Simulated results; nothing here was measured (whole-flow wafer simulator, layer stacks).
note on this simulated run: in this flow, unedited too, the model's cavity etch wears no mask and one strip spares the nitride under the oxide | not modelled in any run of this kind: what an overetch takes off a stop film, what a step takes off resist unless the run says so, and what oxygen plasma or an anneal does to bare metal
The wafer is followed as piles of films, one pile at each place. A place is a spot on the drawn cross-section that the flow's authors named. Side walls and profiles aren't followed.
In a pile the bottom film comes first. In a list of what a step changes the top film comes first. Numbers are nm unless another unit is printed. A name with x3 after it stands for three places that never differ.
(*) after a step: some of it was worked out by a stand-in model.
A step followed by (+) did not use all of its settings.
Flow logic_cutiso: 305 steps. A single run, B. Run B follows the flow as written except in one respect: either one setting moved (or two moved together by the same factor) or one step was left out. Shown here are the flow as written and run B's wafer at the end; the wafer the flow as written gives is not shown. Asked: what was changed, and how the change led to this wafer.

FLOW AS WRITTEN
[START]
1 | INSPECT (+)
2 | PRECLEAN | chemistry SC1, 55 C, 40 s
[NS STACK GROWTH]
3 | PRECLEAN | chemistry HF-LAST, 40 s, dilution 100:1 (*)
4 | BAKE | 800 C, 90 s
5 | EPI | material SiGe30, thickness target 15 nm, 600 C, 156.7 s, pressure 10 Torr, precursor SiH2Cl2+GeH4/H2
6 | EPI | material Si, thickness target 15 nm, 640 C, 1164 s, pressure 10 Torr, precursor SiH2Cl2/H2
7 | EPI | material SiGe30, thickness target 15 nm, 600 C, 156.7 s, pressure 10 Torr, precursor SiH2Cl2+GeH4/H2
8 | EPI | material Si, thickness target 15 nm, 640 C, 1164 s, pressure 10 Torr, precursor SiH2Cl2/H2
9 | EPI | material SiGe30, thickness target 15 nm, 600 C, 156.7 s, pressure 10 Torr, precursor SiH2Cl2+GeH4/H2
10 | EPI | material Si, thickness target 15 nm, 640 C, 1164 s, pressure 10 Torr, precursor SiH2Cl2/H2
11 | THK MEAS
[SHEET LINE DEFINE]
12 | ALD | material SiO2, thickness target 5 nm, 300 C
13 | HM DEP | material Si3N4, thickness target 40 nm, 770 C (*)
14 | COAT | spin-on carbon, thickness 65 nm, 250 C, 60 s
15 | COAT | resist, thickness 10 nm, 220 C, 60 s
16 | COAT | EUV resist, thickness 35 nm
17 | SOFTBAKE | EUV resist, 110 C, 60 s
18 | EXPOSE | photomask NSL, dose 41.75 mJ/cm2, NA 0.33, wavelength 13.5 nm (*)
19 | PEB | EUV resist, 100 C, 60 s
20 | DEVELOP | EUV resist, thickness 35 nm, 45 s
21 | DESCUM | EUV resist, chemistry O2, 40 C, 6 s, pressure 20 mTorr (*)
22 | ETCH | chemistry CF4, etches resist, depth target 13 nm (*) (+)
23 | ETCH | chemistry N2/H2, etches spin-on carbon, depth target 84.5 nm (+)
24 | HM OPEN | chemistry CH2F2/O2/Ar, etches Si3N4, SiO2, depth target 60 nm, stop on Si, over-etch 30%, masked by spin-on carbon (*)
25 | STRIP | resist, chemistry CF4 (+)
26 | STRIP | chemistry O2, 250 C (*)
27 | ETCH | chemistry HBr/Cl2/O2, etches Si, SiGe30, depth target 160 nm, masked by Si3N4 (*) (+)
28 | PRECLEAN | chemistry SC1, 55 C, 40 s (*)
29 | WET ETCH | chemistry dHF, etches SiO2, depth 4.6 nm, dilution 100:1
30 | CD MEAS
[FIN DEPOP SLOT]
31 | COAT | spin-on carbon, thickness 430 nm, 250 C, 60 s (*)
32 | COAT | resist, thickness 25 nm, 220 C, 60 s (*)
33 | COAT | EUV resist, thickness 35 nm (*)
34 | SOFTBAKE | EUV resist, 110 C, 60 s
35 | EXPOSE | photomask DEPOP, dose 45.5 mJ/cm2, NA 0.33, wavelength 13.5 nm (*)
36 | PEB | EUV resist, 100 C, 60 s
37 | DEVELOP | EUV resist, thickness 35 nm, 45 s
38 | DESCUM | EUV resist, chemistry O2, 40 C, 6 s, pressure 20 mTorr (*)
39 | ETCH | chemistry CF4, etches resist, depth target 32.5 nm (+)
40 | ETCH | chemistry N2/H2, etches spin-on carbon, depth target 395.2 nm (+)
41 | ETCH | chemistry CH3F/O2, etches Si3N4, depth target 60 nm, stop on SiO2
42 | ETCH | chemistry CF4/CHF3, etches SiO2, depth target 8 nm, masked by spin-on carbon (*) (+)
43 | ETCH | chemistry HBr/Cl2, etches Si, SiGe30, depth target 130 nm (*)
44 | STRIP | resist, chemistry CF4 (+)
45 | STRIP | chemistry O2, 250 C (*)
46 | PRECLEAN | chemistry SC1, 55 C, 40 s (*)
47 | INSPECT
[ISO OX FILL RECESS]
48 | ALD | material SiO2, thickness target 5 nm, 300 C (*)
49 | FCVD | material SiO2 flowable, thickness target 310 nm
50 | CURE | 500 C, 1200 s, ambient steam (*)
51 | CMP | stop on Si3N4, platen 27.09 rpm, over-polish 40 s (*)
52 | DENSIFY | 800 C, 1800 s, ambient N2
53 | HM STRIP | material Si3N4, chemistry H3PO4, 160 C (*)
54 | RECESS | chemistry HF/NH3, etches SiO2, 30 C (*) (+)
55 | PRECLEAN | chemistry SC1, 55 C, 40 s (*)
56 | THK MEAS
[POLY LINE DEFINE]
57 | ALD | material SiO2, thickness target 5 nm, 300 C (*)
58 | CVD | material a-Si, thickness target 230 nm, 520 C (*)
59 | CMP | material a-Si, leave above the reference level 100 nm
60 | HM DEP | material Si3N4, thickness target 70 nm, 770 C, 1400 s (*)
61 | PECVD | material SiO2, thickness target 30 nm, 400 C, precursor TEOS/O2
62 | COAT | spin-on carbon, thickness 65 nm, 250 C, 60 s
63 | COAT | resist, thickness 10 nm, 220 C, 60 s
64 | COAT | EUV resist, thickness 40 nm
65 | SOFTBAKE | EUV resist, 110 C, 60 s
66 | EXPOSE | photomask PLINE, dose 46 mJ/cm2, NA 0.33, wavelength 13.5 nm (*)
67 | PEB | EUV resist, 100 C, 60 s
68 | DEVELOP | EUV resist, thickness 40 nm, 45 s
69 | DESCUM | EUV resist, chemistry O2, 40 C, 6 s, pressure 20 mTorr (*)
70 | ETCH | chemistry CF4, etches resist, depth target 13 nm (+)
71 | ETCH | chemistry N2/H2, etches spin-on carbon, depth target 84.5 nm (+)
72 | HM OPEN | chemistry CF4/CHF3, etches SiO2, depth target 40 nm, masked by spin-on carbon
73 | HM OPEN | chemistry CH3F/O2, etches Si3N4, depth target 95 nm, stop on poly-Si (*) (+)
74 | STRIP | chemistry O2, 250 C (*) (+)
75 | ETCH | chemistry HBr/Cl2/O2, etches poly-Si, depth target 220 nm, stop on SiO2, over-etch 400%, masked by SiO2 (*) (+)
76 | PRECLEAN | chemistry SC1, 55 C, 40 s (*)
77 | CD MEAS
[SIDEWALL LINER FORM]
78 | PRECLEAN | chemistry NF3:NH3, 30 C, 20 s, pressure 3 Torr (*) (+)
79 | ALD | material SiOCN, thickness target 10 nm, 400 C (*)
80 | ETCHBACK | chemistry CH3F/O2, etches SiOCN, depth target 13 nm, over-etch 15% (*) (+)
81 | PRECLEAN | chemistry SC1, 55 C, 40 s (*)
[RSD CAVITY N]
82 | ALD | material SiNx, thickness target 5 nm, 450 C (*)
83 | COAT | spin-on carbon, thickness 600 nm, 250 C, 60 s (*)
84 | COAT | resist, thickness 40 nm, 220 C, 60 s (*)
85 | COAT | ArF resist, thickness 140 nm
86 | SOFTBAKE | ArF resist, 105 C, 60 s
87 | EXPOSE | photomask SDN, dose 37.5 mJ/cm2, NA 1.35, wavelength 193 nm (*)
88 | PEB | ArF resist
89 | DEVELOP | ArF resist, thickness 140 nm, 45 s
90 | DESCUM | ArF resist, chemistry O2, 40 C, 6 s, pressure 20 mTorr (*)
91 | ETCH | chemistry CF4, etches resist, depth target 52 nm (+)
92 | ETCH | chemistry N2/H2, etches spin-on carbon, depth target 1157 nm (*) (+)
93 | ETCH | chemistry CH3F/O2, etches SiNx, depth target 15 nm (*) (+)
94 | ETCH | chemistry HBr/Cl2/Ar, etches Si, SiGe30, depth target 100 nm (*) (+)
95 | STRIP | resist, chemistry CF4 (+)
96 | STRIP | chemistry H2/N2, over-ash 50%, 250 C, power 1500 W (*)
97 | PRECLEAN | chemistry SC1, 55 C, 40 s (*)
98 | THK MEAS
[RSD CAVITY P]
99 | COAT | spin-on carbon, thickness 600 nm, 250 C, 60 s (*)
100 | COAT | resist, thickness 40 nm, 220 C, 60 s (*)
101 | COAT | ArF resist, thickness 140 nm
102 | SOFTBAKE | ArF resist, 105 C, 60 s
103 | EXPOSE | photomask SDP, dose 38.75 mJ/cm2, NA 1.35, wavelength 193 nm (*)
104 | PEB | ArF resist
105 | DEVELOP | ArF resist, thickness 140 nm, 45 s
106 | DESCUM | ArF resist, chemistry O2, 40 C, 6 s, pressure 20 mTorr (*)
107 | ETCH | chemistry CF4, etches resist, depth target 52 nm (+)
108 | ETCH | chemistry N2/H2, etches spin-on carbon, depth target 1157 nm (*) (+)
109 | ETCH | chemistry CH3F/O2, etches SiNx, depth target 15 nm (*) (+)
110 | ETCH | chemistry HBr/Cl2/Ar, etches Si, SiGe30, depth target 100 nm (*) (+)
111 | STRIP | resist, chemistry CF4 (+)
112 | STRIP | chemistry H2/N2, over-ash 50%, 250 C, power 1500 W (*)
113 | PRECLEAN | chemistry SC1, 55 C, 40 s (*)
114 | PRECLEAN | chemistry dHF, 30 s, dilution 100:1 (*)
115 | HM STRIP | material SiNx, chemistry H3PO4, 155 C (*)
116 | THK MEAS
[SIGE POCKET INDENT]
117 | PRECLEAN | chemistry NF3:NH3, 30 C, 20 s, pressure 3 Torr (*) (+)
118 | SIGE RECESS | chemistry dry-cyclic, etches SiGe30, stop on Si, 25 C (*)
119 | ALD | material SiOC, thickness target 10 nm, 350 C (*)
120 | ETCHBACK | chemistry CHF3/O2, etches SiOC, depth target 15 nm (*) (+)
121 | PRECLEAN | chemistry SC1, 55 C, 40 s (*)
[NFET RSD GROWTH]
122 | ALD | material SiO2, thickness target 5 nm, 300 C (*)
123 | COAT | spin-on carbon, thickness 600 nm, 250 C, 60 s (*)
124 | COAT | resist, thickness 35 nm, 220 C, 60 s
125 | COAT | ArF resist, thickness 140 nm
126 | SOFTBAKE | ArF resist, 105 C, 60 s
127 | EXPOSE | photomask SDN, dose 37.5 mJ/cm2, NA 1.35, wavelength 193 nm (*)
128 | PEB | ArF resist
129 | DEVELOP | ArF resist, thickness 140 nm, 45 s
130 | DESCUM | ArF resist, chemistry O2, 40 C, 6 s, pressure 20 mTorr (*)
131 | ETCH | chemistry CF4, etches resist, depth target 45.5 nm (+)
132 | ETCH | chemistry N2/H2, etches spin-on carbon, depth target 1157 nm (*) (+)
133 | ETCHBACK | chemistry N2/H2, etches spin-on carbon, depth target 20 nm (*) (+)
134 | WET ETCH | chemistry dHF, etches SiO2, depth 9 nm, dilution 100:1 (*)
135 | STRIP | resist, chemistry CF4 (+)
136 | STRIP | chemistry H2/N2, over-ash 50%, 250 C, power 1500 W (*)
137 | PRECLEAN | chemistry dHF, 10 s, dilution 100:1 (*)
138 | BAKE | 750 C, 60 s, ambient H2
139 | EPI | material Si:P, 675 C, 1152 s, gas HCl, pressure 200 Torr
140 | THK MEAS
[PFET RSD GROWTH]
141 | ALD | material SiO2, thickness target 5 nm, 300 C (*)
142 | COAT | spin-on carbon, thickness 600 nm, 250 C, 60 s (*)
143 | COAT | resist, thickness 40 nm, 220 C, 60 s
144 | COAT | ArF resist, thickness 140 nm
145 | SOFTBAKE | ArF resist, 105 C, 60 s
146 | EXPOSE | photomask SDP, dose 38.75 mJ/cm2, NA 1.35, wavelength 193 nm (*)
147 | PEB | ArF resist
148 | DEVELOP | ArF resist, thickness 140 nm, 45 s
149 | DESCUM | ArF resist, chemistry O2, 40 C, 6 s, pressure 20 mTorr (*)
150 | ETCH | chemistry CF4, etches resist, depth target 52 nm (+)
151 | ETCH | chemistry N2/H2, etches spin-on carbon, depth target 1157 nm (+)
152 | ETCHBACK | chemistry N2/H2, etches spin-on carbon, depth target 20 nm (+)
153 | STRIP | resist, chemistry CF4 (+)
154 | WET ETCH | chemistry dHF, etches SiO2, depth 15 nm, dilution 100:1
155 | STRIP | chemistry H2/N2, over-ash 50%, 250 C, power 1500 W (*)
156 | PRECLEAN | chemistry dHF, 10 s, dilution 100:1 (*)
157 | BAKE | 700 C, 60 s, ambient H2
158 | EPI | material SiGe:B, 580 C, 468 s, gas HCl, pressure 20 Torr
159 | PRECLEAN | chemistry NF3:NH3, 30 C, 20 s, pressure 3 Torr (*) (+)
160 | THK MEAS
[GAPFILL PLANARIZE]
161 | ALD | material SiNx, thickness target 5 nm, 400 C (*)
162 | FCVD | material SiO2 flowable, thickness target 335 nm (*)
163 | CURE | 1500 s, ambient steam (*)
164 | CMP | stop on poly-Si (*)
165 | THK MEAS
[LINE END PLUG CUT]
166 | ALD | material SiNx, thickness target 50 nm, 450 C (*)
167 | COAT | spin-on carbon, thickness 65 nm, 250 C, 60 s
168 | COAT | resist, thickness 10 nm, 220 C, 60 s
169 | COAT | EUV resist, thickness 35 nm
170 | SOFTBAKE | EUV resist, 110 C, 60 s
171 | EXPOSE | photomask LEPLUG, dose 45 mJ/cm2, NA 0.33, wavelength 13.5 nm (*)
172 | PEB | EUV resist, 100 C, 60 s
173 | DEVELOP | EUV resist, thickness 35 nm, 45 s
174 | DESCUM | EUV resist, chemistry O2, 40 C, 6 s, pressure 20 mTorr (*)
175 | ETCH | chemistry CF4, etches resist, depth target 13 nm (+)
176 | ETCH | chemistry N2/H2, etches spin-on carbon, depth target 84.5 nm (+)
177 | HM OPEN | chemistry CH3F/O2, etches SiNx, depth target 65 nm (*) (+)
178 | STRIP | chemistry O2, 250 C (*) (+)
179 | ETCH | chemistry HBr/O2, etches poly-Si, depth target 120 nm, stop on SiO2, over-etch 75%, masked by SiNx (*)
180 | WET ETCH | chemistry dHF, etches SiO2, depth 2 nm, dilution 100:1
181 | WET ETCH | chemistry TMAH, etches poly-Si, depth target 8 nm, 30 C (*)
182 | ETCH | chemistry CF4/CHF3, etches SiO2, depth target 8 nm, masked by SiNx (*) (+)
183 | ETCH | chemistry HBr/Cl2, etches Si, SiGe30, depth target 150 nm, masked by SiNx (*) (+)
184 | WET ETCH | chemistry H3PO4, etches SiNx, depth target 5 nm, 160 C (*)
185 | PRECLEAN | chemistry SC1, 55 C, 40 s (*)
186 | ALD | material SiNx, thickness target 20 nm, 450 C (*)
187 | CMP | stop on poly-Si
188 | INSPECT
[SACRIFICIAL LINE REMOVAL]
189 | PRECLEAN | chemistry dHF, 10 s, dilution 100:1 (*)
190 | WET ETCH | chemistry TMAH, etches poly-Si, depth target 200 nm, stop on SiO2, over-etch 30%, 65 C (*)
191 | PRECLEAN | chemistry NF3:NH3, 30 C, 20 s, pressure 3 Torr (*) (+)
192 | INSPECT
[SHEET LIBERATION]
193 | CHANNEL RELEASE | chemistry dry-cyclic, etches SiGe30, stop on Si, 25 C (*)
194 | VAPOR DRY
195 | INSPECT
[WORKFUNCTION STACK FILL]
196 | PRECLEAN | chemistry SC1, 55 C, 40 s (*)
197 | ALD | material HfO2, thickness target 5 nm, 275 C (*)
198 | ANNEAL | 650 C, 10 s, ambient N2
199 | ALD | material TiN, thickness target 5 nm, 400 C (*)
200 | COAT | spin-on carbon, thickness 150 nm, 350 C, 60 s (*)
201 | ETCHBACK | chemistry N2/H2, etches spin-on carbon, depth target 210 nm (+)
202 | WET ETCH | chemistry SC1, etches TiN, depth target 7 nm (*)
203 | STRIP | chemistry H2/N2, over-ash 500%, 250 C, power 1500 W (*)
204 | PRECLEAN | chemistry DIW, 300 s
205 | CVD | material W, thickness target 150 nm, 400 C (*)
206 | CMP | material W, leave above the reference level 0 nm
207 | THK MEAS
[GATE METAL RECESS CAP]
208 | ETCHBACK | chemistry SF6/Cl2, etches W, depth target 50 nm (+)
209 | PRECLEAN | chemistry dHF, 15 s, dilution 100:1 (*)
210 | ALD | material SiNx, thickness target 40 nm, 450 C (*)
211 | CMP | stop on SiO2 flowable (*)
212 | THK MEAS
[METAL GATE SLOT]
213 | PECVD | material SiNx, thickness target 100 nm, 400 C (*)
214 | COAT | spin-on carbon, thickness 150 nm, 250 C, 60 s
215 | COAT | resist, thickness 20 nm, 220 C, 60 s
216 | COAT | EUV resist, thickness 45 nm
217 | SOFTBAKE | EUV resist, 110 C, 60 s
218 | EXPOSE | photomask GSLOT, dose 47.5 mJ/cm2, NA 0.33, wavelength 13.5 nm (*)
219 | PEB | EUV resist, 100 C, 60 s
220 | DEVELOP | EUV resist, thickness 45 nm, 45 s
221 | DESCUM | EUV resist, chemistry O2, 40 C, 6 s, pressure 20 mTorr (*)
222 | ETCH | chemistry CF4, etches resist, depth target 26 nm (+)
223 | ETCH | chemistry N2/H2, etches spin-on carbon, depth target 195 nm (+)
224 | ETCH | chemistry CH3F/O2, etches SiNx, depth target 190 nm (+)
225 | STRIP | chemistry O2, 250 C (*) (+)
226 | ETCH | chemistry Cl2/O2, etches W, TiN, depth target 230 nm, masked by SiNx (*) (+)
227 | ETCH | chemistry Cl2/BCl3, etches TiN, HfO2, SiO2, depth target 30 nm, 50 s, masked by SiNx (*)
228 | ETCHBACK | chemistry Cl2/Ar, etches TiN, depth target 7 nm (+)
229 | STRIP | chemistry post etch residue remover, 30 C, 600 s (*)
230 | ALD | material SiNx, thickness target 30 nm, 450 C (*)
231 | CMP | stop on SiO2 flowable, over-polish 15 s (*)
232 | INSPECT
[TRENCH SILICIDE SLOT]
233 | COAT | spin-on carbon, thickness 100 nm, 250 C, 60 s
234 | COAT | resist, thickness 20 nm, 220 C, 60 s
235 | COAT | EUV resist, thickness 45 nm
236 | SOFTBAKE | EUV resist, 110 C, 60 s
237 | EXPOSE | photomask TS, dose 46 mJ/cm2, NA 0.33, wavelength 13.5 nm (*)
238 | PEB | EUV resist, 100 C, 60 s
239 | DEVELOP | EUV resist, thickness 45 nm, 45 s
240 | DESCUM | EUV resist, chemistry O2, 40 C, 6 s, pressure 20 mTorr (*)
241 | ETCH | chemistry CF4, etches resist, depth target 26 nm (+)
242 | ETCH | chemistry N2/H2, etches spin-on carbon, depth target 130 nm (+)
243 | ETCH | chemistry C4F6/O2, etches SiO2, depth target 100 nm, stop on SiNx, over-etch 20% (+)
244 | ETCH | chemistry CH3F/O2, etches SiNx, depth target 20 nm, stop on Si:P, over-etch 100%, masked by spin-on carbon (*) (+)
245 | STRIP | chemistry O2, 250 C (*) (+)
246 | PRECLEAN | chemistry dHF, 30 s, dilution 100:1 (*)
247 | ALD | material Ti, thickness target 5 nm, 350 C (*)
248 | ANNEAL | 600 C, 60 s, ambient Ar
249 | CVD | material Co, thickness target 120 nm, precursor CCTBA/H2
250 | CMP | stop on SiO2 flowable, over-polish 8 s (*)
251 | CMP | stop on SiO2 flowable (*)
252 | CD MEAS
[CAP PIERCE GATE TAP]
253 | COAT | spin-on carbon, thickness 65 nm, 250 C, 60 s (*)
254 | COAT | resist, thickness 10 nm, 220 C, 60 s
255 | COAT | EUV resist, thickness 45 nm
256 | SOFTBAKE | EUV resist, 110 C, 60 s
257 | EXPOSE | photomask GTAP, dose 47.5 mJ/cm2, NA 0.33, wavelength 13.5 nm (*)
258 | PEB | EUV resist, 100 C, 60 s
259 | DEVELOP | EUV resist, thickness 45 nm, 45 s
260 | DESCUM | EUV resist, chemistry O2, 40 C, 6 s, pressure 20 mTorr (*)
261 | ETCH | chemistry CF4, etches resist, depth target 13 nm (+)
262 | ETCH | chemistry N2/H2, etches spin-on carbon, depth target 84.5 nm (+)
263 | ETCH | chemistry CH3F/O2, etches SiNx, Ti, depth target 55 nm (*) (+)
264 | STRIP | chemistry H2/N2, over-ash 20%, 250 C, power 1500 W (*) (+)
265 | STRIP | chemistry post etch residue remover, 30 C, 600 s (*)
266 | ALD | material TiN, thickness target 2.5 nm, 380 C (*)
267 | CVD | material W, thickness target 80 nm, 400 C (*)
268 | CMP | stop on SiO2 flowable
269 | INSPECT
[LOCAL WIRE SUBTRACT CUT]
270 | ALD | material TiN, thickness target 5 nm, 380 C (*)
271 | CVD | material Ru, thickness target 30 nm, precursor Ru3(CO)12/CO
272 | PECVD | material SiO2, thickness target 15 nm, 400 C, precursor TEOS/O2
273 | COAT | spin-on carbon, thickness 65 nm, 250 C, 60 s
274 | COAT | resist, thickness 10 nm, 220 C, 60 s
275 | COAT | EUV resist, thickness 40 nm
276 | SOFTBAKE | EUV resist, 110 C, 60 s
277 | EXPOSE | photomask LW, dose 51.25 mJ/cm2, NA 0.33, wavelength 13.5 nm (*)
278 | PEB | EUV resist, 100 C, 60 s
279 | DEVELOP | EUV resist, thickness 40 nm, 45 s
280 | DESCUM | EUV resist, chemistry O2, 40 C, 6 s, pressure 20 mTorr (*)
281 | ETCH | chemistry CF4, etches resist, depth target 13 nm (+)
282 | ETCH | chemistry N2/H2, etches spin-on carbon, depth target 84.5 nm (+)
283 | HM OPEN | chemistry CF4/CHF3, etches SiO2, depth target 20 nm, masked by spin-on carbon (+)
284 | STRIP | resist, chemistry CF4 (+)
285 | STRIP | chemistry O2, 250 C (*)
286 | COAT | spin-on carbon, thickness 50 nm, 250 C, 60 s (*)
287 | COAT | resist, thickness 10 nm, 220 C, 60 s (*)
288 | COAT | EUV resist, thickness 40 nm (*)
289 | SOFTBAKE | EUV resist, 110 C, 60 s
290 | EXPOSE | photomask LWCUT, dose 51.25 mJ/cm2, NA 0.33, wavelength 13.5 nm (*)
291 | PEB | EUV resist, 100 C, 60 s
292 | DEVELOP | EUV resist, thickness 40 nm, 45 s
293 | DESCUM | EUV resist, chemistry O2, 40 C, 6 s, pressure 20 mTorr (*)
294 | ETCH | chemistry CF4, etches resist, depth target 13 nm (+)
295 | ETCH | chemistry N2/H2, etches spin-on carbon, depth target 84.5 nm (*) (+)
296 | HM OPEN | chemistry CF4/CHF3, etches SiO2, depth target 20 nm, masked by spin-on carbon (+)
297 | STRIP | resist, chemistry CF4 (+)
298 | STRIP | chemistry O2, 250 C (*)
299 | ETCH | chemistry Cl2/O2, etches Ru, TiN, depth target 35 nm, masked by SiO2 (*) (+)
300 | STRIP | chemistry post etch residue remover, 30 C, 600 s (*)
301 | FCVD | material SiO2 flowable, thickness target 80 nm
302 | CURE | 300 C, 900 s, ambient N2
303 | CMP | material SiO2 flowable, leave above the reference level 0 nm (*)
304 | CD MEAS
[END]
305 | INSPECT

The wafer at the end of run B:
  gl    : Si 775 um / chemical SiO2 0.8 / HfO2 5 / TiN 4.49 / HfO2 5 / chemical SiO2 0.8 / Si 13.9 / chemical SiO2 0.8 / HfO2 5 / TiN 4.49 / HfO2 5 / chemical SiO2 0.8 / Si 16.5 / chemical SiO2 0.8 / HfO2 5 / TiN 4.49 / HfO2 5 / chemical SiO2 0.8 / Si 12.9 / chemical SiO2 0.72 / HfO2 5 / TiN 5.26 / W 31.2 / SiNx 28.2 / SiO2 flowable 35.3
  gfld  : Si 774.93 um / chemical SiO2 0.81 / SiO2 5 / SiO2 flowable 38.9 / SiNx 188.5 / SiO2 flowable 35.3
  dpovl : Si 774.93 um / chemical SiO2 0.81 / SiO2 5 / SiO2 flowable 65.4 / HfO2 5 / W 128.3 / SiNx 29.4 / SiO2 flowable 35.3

The reason: step 8, EPI: 1368 s was run, though the flow has 1164 s.

Step by step, how the change led to this:
  8 | EPI | material Si, thickness target 15 nm, 640 C, 1164 s, pressure 10 Torr, precursor SiH2Cl2/H2
      depop, dpovl, gfld and 19 more: +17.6 Si (new film) (in the flow as written it would be: +15 Si (new film))
  27 | ETCH | chemistry HBr/Cl2/O2, etches Si, SiGe30, depth target 160 nm, masked by Si3N4 (*) (+)
      gfld, gxf, iso, lnri: -0.79 chemical SiO2 (all of it), -11.4 Si (all of it), -15 SiGe30 (all of it), -17.6 Si (all of it), -15 SiGe30 (all of it), -15 Si (all of it), -15 SiGe30 (all of it), -71 Si (in the flow as written it would be: -0.79 chemical SiO2 (all of it), -11.4 Si (all of it), -15 SiGe30 (all of it), -15 Si (all of it), -15 SiGe30 (all of it), -15 Si (all of it), -15 SiGe30 (all of it), -73.6 Si)
      dpovl, nsgap: -0.79 chemical SiO2 (all of it), -11.8 Si (all of it), -15 SiGe30 (all of it), -17.6 Si (all of it), -15 SiGe30 (all of it), -15 Si (all of it), -15 SiGe30 (all of it), -70.6 Si (in the flow as written it would be: -0.79 chemical SiO2 (all of it), -11.8 Si (all of it), -15 SiGe30 (all of it), -15 Si (all of it), -15 SiGe30 (all of it), -15 Si (all of it), -15 SiGe30 (all of it), -73.2 Si)
      (also at 1 further place)
  43 | ETCH | chemistry HBr/Cl2, etches Si, SiGe30, depth target 130 nm (*)
      depop: -14 Si (all of it), -15 SiGe30 (all of it), -17.6 Si (all of it), -15 SiGe30 (all of it), -15 Si (all of it), -15 SiGe30 (all of it), -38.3 Si (in the flow as written it would be: -14 Si (all of it), -15 SiGe30 (all of it), -15 Si (all of it), -15 SiGe30 (all of it), -15 Si (all of it), -15 SiGe30 (all of it), -41 Si)
  94 | ETCH | chemistry HBr/Cl2/Ar, etches Si, SiGe30, depth target 100 nm (*) (+)
      rsdn, rsdx: -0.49 chemical SiO2 (all of it), -12.8 Si (all of it), -15 SiGe30 (all of it), -17.6 Si (all of it), -15 SiGe30 (all of it), -15 Si (all of it), -15 SiGe30 (all of it), -9.54 Si (in the flow as written it would be: -0.49 chemical SiO2 (all of it), -12.8 Si (all of it), -15 SiGe30 (all of it), -15 Si (all of it), -15 SiGe30 (all of it), -15 Si (all of it), -15 SiGe30 (all of it), -12.2 Si)
  110 | ETCH | chemistry HBr/Cl2/Ar, etches Si, SiGe30, depth target 100 nm (*) (+)
      rsdp, rsdw: -0.49 chemical SiO2 (all of it), -12.8 Si (all of it), -15 SiGe30 (all of it), -17.6 Si (all of it), -15 SiGe30 (all of it), -15 Si (all of it), -15 SiGe30 (all of it), -9.54 Si (in the flow as written it would be: -0.49 chemical SiO2 (all of it), -12.8 Si (all of it), -15 SiGe30 (all of it), -15 Si (all of it), -15 SiGe30 (all of it), -15 Si (all of it), -15 SiGe30 (all of it), -12.2 Si)
  183 | ETCH | chemistry HBr/Cl2, etches Si, SiGe30, depth target 150 nm, masked by SiNx (*) (+)
      plug: -13.6 Si (all of it), -15 SiGe30 (all of it), -17.6 Si (all of it), -15 SiGe30 (all of it), -15 Si (all of it), -15 SiGe30 (all of it), -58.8 Si (in the flow as written it would be: -13.6 Si (all of it), -15 SiGe30 (all of it), -15 Si (all of it), -15 SiGe30 (all of it), -15 Si (all of it), -15 SiGe30 (all of it), -61.4 Si)
